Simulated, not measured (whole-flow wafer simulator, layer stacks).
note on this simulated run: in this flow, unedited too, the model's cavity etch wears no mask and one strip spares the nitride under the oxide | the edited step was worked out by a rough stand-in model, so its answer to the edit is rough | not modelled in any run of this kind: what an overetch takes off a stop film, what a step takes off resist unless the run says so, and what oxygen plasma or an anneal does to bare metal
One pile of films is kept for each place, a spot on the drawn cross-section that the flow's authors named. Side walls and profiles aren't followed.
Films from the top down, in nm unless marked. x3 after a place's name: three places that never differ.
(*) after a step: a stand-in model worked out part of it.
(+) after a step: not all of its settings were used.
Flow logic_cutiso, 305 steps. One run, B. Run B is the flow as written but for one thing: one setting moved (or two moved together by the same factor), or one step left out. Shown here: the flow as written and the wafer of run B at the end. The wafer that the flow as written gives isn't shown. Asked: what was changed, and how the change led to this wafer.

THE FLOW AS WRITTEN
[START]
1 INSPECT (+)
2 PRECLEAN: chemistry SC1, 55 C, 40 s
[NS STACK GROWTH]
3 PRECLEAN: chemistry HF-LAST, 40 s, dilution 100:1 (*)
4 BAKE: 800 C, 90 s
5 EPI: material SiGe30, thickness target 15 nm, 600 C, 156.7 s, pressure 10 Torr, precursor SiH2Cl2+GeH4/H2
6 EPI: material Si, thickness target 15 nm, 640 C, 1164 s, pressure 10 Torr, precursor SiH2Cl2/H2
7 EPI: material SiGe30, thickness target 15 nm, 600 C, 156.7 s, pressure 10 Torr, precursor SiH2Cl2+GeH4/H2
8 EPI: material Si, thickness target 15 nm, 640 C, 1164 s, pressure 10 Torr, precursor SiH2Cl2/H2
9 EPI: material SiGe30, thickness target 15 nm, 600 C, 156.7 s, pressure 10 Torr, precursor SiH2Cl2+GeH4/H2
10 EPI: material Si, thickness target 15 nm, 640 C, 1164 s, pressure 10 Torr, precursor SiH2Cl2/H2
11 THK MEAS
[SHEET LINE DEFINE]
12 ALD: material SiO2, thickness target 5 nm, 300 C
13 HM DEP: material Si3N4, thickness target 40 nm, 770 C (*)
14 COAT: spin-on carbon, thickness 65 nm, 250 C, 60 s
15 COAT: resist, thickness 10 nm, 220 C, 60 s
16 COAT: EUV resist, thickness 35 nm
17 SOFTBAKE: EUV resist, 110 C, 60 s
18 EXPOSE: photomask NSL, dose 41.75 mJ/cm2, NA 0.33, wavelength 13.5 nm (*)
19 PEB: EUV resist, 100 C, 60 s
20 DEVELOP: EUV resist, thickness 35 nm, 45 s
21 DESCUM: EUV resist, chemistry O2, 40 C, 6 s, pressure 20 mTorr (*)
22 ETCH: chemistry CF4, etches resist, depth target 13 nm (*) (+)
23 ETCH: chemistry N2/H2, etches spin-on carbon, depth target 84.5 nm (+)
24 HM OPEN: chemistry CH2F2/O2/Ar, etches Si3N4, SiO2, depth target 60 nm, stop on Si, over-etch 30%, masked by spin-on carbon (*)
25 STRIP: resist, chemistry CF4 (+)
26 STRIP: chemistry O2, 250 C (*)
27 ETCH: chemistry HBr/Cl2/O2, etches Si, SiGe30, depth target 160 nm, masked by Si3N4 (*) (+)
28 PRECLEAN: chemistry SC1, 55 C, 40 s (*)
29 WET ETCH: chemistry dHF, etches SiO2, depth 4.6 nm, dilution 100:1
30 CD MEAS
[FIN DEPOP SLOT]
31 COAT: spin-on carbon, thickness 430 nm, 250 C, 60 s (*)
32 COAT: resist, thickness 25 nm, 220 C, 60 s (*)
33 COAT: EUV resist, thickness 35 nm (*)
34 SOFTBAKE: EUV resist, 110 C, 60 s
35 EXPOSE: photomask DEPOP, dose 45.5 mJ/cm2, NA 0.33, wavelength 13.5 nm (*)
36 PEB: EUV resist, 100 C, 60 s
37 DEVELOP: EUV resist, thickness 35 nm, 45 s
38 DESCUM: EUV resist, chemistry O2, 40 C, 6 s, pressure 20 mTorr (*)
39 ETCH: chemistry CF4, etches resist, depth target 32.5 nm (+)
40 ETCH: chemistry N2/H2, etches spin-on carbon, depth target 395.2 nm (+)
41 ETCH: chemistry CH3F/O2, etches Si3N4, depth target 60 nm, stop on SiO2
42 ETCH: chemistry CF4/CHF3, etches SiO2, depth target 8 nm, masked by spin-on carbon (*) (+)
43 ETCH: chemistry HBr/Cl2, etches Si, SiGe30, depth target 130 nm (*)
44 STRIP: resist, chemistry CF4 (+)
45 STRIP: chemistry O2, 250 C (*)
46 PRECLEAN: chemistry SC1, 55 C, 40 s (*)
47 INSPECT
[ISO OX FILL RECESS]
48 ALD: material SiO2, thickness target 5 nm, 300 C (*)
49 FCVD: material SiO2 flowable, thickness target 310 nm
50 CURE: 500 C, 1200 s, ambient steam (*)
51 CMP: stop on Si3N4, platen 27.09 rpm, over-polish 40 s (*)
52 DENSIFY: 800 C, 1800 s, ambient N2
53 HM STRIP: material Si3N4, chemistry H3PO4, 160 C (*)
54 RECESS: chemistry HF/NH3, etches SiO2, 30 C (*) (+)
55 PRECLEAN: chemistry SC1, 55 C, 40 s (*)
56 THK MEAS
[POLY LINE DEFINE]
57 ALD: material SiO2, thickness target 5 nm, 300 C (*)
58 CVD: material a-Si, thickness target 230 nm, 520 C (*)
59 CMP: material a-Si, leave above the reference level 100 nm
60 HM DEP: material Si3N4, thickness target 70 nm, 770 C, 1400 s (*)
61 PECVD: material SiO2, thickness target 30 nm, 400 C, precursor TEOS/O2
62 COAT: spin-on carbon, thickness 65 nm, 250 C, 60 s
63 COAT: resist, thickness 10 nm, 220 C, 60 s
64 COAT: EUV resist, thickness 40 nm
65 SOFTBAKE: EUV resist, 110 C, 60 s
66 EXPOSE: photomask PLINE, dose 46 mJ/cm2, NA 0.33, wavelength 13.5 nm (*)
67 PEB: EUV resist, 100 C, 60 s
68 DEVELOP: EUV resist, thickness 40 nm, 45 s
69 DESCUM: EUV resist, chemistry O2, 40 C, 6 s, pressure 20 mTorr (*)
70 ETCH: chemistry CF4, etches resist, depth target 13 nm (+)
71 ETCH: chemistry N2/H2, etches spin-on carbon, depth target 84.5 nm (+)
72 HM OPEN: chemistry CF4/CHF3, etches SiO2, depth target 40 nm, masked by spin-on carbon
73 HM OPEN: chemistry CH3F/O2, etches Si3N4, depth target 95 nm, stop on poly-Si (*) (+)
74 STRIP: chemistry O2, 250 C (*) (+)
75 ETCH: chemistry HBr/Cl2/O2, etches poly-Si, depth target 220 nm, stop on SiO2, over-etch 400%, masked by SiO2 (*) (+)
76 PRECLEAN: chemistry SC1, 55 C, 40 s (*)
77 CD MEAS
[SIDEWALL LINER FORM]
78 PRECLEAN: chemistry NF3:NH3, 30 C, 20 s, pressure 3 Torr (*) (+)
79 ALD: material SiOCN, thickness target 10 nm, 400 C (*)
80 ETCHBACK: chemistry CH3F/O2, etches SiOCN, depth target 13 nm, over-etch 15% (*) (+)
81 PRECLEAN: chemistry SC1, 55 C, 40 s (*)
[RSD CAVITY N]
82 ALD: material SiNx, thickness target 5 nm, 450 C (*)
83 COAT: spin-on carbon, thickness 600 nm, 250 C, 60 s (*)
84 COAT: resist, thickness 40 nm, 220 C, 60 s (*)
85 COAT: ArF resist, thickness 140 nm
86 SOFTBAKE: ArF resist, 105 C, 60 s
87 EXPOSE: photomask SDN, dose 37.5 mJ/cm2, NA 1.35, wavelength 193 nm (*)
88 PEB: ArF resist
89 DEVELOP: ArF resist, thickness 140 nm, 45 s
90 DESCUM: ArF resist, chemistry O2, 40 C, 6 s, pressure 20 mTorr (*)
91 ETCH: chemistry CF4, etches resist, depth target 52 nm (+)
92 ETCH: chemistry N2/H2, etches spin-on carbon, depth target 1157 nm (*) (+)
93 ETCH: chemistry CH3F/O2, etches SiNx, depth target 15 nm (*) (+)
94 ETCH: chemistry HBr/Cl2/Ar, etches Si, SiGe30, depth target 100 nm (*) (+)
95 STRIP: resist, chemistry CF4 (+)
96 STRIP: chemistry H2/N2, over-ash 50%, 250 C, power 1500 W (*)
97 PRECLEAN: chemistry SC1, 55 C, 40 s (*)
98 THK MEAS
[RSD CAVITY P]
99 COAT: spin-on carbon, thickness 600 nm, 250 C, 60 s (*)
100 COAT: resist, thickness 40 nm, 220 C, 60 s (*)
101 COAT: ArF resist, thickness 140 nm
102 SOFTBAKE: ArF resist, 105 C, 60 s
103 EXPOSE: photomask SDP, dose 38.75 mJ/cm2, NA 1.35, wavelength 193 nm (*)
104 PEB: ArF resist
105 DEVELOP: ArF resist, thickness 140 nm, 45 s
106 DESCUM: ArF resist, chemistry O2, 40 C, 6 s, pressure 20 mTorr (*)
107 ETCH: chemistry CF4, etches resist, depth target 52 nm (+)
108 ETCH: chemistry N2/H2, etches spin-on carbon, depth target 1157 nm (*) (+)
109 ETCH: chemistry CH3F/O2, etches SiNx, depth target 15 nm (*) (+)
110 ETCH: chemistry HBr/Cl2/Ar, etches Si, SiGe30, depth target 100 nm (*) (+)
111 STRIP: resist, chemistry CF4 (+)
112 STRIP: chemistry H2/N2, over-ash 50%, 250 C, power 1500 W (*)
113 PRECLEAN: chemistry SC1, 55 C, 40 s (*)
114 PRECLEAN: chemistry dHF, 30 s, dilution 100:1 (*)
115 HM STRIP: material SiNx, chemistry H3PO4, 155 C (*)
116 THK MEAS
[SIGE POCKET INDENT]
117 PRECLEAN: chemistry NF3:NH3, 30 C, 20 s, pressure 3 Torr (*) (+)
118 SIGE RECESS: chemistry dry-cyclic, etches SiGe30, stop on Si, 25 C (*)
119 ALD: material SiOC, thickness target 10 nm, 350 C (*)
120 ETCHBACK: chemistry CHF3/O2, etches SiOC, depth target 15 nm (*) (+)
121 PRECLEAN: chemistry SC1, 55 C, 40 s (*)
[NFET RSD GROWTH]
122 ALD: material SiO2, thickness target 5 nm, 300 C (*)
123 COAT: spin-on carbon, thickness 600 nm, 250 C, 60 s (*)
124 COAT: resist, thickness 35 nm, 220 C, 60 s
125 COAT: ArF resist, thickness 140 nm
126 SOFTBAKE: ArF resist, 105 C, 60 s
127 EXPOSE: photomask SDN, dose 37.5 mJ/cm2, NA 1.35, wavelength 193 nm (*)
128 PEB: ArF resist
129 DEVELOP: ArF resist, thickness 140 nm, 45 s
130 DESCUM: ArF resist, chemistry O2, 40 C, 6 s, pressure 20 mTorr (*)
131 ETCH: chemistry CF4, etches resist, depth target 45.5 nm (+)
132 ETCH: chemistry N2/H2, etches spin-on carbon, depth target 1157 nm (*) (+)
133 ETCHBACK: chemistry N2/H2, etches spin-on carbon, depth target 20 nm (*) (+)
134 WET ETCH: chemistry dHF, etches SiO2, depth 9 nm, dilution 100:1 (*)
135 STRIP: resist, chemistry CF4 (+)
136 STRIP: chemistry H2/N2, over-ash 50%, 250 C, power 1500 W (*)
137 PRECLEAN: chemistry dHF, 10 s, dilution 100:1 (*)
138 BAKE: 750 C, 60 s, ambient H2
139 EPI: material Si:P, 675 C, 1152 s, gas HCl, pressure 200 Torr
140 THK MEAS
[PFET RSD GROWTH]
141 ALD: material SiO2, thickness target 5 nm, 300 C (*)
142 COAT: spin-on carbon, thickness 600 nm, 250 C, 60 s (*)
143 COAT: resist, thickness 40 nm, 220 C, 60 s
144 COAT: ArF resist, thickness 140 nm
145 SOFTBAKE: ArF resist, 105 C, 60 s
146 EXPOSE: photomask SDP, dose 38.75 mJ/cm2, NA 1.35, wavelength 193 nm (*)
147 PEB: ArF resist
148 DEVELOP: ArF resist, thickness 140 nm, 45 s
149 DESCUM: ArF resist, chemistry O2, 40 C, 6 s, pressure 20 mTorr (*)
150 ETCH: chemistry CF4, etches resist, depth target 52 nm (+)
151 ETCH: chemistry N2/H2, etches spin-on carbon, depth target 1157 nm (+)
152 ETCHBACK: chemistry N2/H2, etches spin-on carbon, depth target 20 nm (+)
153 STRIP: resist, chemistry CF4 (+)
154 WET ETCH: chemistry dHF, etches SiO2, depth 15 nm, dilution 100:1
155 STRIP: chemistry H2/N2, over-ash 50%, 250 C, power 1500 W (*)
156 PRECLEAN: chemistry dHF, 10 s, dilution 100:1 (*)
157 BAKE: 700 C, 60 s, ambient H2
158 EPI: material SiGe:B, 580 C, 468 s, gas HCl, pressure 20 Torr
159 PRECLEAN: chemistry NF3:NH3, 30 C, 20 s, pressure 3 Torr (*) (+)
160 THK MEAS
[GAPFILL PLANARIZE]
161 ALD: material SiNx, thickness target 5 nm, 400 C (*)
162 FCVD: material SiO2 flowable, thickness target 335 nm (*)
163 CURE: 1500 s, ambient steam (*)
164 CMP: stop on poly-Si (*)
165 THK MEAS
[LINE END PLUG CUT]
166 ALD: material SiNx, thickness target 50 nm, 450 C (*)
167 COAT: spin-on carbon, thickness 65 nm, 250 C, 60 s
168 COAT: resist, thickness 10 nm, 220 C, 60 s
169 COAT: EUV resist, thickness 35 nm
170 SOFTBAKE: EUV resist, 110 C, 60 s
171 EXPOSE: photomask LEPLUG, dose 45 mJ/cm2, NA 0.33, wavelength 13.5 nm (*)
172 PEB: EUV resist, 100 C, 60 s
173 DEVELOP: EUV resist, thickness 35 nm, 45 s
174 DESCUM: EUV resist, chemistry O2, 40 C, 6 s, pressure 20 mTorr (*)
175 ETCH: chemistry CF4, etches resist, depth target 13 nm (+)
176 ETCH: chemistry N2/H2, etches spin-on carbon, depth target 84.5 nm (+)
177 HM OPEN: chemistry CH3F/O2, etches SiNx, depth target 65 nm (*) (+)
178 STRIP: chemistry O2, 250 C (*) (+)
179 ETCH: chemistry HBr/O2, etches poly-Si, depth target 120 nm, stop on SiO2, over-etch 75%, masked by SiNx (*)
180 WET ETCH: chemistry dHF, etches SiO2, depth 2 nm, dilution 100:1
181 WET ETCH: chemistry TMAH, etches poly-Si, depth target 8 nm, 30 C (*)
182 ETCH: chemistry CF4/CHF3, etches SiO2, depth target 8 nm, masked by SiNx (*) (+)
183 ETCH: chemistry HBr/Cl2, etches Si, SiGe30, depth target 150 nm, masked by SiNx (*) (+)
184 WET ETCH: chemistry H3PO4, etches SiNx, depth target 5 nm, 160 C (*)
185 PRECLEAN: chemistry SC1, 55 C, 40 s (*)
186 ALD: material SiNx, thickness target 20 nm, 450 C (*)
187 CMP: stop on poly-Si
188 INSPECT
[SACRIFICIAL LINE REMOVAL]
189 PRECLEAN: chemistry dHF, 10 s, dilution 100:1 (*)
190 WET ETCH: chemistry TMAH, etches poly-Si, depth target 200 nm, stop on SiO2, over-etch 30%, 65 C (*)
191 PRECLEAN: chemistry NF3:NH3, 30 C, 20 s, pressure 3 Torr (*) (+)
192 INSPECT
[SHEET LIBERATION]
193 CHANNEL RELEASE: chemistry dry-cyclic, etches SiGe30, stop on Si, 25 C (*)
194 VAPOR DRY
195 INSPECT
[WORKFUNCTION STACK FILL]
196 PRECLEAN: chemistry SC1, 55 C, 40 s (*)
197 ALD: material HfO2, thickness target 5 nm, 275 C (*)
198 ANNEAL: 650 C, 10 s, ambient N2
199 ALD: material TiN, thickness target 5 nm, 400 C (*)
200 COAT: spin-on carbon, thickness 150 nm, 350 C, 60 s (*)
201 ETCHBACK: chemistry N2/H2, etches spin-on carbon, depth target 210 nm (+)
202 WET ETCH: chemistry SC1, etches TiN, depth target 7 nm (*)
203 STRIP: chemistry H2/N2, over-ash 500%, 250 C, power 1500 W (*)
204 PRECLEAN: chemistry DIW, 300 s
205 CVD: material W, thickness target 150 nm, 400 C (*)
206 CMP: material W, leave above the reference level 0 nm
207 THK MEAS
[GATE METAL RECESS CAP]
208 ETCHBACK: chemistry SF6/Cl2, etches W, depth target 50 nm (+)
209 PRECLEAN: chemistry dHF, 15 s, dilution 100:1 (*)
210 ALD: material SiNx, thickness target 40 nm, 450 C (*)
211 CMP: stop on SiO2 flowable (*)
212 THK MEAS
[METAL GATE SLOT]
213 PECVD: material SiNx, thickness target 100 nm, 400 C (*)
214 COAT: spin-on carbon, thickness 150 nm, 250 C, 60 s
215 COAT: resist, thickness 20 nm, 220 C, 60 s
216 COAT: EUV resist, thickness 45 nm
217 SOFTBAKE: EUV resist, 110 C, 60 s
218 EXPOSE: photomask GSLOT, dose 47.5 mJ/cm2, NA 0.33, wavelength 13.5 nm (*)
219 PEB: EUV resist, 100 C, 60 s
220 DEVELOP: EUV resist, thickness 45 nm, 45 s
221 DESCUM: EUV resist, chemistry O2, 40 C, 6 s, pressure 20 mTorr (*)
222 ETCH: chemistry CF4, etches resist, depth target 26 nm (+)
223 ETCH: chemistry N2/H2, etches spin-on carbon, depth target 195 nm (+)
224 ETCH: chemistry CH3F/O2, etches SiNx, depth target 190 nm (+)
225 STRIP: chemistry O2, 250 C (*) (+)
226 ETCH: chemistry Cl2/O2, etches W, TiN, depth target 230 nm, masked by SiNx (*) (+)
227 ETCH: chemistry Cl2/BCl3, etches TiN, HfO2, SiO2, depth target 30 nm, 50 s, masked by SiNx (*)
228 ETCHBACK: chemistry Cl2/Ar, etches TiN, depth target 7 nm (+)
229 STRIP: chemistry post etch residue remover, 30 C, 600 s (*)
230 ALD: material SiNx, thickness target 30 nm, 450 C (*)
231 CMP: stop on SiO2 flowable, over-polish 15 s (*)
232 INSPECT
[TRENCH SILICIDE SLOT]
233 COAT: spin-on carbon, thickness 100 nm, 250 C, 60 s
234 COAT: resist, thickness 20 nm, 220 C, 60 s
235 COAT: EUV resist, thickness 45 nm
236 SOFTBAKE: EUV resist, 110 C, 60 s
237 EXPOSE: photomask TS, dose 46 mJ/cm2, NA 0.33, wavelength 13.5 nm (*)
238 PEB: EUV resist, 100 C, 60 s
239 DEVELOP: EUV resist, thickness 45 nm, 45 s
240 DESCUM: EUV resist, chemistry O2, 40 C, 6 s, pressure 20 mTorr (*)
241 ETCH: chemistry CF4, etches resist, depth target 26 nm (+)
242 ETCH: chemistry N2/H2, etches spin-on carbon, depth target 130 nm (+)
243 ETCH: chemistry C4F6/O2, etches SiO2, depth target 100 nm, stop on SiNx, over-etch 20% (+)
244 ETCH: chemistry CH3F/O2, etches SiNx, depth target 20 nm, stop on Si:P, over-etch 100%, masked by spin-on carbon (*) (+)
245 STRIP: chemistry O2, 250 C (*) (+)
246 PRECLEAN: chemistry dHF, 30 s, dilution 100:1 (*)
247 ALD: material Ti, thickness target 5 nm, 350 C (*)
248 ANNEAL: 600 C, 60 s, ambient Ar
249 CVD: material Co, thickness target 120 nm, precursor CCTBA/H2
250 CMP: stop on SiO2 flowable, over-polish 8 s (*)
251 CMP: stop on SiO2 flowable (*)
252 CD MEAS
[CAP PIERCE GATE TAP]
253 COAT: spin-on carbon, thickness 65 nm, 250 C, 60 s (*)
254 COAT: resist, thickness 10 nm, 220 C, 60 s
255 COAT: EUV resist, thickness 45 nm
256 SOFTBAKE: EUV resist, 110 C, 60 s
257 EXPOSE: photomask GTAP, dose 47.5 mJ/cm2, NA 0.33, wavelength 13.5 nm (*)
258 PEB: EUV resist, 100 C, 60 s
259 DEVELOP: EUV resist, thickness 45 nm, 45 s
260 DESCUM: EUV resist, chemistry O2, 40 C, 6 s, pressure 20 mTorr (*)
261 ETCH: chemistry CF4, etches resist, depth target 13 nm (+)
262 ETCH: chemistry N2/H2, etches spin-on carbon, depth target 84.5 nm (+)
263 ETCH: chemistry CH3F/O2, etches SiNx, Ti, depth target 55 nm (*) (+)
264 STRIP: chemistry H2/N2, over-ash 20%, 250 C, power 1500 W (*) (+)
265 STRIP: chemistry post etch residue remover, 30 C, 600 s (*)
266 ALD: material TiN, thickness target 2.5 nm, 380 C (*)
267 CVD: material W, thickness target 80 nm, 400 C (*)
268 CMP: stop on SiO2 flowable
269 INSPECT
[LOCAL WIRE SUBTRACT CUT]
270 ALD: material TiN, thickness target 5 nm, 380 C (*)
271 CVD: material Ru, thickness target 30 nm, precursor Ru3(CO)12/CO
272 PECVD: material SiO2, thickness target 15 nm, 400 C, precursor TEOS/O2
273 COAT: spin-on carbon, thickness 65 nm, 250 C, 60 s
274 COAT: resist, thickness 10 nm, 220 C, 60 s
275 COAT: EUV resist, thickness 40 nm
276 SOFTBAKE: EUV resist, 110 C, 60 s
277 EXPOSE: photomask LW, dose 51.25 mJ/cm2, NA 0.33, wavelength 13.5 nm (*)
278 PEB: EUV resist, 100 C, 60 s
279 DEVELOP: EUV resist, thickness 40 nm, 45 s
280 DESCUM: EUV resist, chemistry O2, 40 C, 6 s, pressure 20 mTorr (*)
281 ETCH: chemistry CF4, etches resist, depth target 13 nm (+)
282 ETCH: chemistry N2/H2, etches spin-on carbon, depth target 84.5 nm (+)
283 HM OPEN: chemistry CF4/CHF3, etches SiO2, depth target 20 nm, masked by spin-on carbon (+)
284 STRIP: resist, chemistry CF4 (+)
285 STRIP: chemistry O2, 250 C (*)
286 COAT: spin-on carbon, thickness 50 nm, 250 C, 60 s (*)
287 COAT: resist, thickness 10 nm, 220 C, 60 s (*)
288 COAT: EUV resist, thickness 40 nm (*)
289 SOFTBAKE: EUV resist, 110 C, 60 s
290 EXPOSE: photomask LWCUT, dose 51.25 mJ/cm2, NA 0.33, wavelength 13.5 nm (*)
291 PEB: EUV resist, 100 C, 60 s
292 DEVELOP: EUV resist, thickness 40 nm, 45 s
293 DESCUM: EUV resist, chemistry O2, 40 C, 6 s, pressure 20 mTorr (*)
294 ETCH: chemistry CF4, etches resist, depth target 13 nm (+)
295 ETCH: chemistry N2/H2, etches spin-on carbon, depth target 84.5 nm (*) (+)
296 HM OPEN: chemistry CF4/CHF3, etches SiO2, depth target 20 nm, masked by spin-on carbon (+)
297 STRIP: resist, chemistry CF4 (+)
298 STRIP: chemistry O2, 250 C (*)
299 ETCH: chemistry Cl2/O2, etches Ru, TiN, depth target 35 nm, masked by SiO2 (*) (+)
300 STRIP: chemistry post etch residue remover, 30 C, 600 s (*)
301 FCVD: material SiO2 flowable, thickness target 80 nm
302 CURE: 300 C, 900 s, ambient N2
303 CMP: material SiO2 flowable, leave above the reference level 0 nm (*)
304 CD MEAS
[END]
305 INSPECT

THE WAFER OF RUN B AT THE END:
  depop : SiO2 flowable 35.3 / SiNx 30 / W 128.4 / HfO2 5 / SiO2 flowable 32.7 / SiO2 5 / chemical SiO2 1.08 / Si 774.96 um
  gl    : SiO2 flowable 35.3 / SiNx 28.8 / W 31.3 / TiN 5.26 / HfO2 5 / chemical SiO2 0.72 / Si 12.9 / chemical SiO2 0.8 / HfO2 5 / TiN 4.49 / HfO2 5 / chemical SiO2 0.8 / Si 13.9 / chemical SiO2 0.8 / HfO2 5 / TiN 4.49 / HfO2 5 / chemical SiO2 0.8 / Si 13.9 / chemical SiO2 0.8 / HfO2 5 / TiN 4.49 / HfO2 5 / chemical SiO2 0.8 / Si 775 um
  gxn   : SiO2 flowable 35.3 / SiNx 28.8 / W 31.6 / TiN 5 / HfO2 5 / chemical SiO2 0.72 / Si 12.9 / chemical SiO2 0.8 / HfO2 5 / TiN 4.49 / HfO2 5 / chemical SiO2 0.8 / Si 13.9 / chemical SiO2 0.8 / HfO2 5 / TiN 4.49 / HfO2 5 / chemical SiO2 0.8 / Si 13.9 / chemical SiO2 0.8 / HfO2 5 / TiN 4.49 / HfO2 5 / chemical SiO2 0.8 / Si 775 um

The cause: step 162, FCVD: thickness target 167.5 nm was run, where the flow has thickness target 335 nm.

How the change led to this, step by step:
  162 FCVD: material SiO2 flowable, thickness target 335 nm (*)
      depop, dpovl, isow, ns, nsgap: SiO2 flowable +167.5 (new film) (as written it would be: SiO2 flowable +335 (new film))
      rsdn, rsdp, rsdw, rsdx: SiO2 flowable +256.4 (new film) (as written it would be: SiO2 flowable +423.9 (new film))
      (and at 13 more places)
  163 CURE: 1500 s, ambient steam (*)
      depop, dpovl, isow, ns, nsgap: SiO2 flowable -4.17 (as written it would be: SiO2 flowable -8.24)
      lnrt, tap: SiO2 flowable -3.57 (as written it would be: SiO2 flowable -7.43)
      (and at 15 more places)
  164 CMP: stop on poly-Si (*)
      depop, dpovl, isow, ns, nsgap: SiO2 flowable -163.3 (all of it), SiNx -5 (all of it), SiO2 -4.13 (all of it), Si3N4 -70 (all of it) (as written it would be: SiO2 flowable -326.8 (all of it), SiNx -5 (all of it), SiO2 -4.13 (all of it), Si3N4 -70 (all of it))
      lnr, lnrt: SiO2 flowable -97.3 (all of it), SiNx -5 (all of it), SiOCN -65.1 (as written it would be: SiO2 flowable -260.9 (all of it), SiNx -5 (all of it), SiOCN -65.1)
      (and at 15 more places)
  250 CMP: stop on SiO2 flowable, over-polish 8 s (*)
      iso: Co -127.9 (all of it) (as written it would be: Co -127.1)
  251 CMP: stop on SiO2 flowable (*)
      iso: Ti -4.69 (as written it would be: Co -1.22 (all of it), Ti -4.34)
